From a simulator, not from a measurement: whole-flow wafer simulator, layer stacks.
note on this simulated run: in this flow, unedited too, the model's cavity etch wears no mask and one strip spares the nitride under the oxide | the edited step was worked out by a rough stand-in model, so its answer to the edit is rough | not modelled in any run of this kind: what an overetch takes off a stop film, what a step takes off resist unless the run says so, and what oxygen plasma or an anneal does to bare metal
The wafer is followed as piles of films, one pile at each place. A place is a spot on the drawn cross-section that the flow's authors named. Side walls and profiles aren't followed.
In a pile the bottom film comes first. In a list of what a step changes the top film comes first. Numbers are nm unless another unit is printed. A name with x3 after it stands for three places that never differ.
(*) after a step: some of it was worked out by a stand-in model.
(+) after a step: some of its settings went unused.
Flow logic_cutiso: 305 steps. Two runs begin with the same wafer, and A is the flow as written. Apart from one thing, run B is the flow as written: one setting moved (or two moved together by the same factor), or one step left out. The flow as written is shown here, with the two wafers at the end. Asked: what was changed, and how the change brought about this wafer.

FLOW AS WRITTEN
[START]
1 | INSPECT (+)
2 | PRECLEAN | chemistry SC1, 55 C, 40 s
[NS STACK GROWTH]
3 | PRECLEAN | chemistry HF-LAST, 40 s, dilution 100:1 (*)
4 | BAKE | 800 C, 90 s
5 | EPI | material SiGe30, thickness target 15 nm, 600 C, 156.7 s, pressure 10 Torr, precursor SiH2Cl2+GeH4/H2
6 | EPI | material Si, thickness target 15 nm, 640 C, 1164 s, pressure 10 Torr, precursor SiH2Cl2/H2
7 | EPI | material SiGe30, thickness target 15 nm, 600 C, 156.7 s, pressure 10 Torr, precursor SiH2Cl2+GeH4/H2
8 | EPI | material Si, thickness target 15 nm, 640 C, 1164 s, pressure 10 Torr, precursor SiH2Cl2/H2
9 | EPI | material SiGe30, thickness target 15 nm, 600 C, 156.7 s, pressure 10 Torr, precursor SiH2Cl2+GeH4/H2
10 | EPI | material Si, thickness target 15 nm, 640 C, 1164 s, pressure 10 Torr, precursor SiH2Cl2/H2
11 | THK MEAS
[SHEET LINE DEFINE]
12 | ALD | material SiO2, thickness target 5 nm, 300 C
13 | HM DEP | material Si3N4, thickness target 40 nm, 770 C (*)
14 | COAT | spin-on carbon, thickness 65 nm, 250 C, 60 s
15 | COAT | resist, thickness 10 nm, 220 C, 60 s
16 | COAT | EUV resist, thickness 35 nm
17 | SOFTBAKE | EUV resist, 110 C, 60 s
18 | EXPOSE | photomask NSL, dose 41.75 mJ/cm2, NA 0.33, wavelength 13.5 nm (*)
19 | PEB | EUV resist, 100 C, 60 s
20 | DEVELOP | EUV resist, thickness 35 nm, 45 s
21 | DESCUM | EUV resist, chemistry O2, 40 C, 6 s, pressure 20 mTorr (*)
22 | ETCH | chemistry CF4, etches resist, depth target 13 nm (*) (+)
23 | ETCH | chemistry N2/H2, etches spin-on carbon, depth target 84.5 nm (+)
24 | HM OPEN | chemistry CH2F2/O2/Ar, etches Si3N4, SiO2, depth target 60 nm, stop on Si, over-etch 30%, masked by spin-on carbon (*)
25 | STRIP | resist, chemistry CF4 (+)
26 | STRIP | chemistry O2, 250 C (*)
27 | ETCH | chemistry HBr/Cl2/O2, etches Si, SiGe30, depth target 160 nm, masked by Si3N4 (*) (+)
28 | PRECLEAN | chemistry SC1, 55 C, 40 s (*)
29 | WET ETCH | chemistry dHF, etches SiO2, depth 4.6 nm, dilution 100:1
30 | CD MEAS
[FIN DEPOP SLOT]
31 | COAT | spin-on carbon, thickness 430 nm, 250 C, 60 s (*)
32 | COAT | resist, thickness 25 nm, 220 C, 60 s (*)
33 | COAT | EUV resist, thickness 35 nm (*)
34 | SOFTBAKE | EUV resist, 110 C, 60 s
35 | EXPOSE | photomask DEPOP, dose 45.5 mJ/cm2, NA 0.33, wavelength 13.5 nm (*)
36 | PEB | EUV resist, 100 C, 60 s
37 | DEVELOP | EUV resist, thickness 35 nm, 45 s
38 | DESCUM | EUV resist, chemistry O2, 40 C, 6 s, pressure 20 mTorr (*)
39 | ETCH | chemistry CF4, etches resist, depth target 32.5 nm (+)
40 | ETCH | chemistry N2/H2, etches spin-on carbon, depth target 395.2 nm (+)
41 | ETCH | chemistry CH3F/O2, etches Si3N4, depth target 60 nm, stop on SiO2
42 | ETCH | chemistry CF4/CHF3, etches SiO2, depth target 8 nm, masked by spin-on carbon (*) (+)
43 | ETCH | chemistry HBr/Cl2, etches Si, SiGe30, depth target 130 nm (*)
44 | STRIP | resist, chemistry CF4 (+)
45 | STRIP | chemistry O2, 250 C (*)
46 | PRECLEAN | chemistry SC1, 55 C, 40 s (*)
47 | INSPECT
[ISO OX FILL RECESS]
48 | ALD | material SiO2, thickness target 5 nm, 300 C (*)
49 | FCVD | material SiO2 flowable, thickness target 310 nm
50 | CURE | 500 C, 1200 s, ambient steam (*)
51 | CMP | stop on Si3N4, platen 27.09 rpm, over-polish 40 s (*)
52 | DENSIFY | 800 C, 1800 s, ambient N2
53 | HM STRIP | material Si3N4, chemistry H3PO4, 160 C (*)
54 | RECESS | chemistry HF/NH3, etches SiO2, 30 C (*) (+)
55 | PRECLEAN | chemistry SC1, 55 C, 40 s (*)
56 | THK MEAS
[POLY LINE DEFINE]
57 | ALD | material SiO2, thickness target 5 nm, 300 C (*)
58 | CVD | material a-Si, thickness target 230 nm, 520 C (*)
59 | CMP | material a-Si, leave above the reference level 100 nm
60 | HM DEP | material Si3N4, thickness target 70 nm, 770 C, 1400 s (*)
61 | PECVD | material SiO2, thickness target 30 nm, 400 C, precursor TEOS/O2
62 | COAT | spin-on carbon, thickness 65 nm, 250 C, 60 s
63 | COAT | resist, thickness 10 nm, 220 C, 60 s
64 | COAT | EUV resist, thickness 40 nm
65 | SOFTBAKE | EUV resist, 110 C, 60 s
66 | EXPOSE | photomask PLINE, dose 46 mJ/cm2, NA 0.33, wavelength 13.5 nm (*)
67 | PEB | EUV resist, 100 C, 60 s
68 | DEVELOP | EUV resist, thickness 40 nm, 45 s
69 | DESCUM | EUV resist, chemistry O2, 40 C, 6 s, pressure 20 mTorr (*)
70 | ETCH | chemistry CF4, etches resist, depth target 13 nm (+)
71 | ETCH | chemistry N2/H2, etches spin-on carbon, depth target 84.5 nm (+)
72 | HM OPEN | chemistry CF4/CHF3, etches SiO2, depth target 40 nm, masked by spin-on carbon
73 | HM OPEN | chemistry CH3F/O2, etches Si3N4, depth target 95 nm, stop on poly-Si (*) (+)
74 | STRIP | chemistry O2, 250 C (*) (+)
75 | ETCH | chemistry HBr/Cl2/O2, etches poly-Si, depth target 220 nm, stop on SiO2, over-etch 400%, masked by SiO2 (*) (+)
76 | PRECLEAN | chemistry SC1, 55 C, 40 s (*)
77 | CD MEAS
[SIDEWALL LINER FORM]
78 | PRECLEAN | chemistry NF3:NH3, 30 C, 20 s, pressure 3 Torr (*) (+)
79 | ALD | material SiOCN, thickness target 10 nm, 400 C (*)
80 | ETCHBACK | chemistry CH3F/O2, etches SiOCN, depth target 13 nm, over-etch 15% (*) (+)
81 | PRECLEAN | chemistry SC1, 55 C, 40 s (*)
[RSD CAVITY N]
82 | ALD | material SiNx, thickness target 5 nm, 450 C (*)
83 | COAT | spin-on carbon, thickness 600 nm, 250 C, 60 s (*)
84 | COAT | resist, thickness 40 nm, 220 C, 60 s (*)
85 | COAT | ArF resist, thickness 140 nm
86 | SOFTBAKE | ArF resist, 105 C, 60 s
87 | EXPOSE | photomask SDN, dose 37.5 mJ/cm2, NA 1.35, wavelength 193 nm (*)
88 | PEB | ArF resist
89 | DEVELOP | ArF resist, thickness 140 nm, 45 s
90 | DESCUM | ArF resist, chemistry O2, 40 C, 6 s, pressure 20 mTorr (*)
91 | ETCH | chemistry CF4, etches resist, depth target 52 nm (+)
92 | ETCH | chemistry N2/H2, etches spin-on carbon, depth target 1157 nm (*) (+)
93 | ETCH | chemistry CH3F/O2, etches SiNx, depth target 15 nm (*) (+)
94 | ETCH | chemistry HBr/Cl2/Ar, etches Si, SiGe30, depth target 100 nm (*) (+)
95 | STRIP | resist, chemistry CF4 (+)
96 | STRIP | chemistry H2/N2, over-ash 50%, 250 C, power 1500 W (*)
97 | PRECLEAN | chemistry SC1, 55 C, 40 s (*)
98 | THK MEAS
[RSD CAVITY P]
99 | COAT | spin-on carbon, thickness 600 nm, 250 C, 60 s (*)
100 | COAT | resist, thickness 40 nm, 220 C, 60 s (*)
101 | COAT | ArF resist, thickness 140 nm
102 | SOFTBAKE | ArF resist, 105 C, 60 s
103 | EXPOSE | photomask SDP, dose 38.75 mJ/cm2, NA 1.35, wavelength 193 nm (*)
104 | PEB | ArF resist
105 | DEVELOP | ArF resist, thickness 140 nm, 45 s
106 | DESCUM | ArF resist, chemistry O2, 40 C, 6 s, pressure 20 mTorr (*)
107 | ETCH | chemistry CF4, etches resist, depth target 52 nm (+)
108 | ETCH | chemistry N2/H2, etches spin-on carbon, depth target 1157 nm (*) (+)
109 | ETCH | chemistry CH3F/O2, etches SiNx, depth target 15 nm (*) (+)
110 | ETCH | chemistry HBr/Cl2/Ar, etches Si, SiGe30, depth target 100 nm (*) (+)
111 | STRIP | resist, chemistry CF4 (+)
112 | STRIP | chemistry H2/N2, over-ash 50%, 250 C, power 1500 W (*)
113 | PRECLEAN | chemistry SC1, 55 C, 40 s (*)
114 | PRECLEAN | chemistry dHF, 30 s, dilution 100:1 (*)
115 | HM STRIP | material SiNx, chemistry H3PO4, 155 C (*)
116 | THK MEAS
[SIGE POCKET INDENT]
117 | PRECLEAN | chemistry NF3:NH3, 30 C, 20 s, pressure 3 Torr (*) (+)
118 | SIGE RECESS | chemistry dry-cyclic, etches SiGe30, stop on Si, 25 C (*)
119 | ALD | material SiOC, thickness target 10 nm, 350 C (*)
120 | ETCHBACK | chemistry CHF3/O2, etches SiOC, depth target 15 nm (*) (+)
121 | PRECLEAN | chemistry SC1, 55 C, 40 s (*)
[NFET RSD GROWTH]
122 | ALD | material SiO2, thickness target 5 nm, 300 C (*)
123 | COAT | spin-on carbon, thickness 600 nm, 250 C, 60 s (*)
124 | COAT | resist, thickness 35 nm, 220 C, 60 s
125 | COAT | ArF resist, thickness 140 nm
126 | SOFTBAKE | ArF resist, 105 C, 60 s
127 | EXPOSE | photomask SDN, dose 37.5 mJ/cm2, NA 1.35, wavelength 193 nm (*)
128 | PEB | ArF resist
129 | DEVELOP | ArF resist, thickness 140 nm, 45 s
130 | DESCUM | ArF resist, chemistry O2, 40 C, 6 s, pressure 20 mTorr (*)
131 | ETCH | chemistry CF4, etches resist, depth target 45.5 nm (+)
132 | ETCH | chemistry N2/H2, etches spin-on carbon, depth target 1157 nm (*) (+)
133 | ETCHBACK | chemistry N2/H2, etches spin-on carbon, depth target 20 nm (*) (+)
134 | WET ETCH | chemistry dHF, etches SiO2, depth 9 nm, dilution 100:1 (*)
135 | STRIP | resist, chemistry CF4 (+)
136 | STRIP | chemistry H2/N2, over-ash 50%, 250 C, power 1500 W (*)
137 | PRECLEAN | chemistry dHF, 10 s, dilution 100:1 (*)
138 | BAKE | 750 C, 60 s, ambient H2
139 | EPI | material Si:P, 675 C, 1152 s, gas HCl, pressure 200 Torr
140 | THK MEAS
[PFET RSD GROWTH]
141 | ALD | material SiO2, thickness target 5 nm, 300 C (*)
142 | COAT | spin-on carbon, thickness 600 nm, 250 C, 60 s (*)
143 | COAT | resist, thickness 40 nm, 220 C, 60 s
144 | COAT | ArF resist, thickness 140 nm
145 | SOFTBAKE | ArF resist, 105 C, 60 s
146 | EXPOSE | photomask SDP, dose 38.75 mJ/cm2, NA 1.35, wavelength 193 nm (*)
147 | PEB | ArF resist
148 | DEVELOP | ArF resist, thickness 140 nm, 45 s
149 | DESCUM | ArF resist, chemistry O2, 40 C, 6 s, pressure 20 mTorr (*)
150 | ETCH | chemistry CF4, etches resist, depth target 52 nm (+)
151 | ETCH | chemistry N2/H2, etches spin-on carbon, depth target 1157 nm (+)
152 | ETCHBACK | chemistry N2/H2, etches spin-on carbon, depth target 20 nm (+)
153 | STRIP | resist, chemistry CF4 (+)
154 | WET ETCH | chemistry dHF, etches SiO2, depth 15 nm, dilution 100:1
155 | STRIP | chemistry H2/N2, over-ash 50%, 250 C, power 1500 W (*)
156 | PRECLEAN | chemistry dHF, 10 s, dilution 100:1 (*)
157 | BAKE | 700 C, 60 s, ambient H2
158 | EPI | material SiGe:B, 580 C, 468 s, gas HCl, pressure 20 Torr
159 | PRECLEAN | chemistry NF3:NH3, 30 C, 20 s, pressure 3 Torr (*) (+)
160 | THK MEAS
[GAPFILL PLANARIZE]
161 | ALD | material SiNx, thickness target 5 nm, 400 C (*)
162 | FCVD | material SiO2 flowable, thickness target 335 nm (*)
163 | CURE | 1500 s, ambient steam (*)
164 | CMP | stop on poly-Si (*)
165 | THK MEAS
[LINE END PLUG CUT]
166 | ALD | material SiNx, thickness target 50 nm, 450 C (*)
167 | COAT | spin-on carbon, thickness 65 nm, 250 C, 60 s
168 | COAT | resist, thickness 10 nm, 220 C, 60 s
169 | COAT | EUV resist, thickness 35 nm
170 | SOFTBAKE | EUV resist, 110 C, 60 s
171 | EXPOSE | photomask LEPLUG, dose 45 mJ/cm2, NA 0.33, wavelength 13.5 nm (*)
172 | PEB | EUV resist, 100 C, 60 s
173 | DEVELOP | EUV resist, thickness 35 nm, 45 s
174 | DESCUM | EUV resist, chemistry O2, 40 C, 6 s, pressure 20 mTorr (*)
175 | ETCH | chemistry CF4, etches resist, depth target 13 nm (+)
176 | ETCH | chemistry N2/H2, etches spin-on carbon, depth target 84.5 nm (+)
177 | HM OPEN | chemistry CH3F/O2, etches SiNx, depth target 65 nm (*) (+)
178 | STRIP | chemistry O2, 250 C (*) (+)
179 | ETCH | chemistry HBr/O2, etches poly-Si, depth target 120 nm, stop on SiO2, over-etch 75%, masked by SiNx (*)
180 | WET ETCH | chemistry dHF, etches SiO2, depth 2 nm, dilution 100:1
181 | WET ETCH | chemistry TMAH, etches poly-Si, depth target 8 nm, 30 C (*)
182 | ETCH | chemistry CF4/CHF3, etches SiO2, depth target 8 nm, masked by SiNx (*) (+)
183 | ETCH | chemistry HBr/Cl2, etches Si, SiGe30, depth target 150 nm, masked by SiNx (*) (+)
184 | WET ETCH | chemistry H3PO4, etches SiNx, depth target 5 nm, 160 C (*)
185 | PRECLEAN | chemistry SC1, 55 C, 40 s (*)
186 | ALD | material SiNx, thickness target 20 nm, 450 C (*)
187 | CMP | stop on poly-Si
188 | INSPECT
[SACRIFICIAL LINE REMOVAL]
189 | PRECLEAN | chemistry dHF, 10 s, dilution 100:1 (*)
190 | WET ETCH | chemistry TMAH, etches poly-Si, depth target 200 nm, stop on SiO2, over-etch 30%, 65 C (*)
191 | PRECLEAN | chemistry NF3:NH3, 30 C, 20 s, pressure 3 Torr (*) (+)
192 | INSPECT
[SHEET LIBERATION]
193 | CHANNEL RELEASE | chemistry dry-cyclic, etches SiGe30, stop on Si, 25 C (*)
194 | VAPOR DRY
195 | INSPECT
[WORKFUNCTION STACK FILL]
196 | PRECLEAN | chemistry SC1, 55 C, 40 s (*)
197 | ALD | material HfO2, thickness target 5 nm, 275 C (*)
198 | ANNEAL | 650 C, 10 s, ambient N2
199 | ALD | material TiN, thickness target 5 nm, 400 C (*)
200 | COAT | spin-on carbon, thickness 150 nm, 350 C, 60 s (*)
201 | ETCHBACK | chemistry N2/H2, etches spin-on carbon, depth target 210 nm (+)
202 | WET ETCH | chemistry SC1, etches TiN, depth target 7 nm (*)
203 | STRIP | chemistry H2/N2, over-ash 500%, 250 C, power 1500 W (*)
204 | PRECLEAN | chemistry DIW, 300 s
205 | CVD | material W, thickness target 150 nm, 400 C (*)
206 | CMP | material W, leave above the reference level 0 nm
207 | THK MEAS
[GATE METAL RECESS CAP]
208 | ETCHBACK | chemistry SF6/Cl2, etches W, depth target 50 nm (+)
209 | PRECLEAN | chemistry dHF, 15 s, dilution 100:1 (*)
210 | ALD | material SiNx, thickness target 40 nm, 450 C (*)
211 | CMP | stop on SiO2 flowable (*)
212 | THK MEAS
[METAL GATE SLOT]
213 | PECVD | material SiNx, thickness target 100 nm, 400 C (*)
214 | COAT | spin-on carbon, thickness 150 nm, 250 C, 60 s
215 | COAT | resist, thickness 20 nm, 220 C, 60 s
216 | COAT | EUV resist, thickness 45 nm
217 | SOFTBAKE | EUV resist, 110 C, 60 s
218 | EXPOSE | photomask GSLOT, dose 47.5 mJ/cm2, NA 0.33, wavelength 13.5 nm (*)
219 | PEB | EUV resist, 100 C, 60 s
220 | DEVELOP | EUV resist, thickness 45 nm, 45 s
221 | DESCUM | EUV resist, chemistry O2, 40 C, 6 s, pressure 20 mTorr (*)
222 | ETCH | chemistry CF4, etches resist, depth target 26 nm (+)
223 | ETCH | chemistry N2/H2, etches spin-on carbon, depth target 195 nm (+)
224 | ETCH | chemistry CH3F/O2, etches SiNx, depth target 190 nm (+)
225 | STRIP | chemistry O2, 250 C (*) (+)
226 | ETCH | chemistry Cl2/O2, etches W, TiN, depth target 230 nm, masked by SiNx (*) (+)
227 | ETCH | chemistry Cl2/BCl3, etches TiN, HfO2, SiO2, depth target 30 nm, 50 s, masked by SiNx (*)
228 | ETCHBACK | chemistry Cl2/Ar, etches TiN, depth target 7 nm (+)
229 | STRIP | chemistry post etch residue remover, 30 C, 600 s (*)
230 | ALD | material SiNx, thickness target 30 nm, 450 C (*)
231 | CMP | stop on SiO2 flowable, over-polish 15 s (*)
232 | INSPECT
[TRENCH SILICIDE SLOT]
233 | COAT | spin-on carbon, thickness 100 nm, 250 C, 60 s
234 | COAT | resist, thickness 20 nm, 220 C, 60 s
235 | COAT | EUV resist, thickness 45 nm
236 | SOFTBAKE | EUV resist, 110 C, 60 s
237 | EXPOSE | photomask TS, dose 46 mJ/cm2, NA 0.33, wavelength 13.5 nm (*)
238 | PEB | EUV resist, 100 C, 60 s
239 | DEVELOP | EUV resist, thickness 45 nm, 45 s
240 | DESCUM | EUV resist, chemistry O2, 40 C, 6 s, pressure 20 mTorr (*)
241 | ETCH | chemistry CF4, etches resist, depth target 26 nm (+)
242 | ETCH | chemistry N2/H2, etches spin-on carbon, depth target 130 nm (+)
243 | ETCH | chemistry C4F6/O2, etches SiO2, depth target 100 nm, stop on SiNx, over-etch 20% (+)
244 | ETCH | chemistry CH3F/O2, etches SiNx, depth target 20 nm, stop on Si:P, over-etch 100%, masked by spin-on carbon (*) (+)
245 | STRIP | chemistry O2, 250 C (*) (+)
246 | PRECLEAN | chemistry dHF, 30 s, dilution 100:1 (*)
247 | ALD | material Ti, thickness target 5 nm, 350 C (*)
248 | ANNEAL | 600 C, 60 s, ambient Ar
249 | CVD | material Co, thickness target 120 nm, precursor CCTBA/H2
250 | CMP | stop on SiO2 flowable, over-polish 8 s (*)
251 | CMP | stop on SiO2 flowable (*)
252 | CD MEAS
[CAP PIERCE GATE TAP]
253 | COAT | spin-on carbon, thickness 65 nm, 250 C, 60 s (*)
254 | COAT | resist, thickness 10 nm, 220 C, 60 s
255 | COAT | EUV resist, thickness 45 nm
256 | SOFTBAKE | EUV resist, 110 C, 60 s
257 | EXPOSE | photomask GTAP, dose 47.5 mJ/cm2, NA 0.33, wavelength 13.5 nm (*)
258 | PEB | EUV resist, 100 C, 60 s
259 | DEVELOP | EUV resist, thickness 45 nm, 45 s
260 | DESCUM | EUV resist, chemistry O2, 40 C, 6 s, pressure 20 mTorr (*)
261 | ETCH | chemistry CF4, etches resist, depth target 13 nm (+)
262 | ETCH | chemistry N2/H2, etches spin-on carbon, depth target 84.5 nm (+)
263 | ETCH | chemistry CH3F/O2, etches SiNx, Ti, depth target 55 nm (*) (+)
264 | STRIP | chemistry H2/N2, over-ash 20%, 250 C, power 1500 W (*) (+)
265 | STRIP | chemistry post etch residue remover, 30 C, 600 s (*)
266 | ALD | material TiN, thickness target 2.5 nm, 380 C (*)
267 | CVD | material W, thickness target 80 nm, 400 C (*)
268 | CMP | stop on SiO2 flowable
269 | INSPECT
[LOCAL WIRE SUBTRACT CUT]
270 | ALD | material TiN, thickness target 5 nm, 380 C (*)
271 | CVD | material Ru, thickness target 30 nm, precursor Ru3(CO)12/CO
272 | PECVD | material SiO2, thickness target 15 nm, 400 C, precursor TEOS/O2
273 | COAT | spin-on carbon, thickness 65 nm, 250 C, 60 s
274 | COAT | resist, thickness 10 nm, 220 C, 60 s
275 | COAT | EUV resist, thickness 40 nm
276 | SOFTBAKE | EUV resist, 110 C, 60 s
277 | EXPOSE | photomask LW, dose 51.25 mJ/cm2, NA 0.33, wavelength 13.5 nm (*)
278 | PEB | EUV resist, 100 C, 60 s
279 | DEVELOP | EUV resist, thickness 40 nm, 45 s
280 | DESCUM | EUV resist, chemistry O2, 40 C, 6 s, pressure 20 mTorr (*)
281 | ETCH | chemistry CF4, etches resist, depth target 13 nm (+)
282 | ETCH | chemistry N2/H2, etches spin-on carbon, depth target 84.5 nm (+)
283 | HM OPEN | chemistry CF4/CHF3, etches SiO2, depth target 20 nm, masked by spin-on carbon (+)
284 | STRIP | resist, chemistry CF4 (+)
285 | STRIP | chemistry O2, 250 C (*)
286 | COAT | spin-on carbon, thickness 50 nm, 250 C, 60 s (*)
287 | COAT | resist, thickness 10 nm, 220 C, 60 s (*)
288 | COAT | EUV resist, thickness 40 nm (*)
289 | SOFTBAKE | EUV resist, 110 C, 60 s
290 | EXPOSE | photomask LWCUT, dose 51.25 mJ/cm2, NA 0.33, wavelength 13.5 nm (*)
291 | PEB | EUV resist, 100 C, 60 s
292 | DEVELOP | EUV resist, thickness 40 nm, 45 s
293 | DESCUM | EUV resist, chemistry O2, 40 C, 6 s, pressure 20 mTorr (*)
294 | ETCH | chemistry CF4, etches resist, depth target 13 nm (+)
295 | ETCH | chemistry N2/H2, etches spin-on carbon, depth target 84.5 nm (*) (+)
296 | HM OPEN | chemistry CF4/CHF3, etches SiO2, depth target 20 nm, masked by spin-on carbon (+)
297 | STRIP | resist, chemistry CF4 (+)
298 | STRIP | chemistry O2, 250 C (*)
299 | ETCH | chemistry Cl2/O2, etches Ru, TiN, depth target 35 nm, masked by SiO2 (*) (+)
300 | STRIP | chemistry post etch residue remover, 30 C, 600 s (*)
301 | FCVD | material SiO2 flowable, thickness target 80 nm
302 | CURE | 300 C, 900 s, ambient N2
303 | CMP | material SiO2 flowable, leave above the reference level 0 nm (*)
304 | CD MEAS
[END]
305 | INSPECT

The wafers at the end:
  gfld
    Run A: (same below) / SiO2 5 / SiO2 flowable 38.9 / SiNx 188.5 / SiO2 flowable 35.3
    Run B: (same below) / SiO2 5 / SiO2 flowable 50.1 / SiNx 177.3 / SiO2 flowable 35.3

Cause: step 227, ETCH: depth target 18.8 nm was run, though the flow has depth target 30 nm.

The path from the change to this, step by step:
  227 | ETCH | chemistry Cl2/BCl3, etches TiN, HfO2, SiO2, depth target 30 nm, 50 s, masked by SiNx (*)
      gfld: A HfO2 loses 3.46 (all of it), SiO2 flowable loses 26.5 | B HfO2 loses 3.46 (all of it), SiO2 flowable loses 15.3
  230 | ALD | material SiNx, thickness target 30 nm, 450 C (*)
      gfld: A SiNx gains 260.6 (new film) | B SiNx gains 249.4 (new film)
